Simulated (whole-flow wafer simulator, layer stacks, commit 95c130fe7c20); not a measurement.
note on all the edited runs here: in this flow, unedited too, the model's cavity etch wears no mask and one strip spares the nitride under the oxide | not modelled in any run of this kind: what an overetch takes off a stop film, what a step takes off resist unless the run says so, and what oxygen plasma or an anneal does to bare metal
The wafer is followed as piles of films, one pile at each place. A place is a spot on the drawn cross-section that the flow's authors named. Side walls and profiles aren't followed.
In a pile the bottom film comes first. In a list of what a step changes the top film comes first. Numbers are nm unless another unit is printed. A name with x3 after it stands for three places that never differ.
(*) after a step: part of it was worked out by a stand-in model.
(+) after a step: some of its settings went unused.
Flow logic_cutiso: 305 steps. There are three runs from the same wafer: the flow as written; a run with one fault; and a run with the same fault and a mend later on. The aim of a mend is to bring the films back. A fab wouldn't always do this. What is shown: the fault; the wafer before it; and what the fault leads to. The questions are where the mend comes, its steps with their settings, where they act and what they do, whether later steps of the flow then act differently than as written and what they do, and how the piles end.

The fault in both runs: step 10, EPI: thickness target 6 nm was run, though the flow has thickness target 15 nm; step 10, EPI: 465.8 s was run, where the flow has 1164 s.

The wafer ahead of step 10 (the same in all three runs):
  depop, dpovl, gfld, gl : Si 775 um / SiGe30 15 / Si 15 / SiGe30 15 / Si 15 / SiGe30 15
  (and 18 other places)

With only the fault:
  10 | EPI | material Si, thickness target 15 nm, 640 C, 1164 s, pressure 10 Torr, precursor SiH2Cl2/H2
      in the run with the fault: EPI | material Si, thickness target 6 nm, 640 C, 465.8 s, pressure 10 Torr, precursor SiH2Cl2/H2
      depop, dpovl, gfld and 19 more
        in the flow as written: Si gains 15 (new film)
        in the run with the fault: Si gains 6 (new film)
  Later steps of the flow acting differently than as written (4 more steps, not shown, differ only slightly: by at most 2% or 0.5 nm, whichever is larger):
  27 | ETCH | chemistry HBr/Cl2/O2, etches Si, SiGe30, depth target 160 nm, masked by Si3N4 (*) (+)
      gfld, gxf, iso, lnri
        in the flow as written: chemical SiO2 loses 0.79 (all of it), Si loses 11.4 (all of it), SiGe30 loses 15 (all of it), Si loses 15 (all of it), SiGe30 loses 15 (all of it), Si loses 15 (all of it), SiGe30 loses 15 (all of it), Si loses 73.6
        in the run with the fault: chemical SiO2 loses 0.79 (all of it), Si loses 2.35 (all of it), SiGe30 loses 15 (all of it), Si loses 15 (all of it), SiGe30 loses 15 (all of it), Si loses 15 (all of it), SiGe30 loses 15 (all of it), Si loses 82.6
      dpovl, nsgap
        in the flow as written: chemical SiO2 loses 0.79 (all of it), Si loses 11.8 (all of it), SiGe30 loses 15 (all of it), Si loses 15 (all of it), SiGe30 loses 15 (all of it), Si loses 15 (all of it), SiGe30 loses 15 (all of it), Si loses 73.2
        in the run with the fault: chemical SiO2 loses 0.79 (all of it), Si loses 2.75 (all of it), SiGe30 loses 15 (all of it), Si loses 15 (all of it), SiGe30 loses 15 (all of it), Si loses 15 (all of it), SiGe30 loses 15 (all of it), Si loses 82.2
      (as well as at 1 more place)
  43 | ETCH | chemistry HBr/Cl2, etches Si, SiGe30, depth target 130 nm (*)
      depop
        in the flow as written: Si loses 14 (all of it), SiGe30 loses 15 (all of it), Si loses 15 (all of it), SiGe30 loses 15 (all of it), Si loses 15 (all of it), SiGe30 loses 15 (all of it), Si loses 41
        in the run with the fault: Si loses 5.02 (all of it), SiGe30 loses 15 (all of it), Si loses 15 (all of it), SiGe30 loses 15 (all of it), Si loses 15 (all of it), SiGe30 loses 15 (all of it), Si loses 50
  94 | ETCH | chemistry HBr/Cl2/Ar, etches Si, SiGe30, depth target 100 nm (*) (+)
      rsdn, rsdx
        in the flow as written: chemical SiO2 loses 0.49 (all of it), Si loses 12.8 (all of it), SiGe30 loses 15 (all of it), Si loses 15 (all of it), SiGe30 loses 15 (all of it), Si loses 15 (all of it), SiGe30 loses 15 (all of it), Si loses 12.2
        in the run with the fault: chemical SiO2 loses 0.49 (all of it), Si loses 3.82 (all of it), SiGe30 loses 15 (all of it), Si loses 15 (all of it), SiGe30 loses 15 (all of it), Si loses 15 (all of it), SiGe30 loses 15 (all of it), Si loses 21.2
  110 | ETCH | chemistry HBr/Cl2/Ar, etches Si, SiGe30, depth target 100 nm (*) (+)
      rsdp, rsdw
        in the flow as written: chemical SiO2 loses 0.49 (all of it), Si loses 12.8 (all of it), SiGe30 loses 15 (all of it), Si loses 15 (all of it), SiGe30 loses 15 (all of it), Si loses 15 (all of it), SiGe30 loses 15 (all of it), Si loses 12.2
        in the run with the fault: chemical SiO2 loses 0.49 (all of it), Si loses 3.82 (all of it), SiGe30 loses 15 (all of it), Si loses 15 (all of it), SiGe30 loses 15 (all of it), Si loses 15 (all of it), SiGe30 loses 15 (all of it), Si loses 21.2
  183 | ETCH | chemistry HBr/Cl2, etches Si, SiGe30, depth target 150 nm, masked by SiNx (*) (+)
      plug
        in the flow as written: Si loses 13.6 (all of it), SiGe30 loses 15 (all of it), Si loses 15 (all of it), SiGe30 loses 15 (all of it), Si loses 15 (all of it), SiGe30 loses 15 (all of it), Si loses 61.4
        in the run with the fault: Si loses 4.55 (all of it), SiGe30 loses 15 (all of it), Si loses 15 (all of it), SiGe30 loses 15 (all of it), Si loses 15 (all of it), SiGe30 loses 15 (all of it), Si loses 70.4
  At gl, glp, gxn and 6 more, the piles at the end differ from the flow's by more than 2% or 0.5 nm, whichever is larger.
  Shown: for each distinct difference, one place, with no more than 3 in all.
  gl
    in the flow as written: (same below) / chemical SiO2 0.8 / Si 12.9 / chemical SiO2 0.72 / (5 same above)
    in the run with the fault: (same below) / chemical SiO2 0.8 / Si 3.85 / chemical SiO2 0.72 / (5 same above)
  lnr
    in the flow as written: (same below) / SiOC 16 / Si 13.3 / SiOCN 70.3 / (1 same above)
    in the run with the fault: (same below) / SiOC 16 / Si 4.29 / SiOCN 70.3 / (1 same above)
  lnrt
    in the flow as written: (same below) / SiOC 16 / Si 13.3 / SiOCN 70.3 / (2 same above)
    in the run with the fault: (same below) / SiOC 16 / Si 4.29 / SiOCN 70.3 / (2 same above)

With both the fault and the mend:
  The mend stands after step 11.
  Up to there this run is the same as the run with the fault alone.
  11a | EPI | material Si, thickness target 9 nm, 640 C, 698.6 s, pressure 10 Torr, precursor SiH2Cl2/H2 (the flow's step 10, run once more with other settings)
      depop, dpovl, gfld and 19 more
        Si gains 9
  None of the later steps of the flow acts differently than as written at any place that is followed.
  The piles end the same as the flow's at every place that both follow.
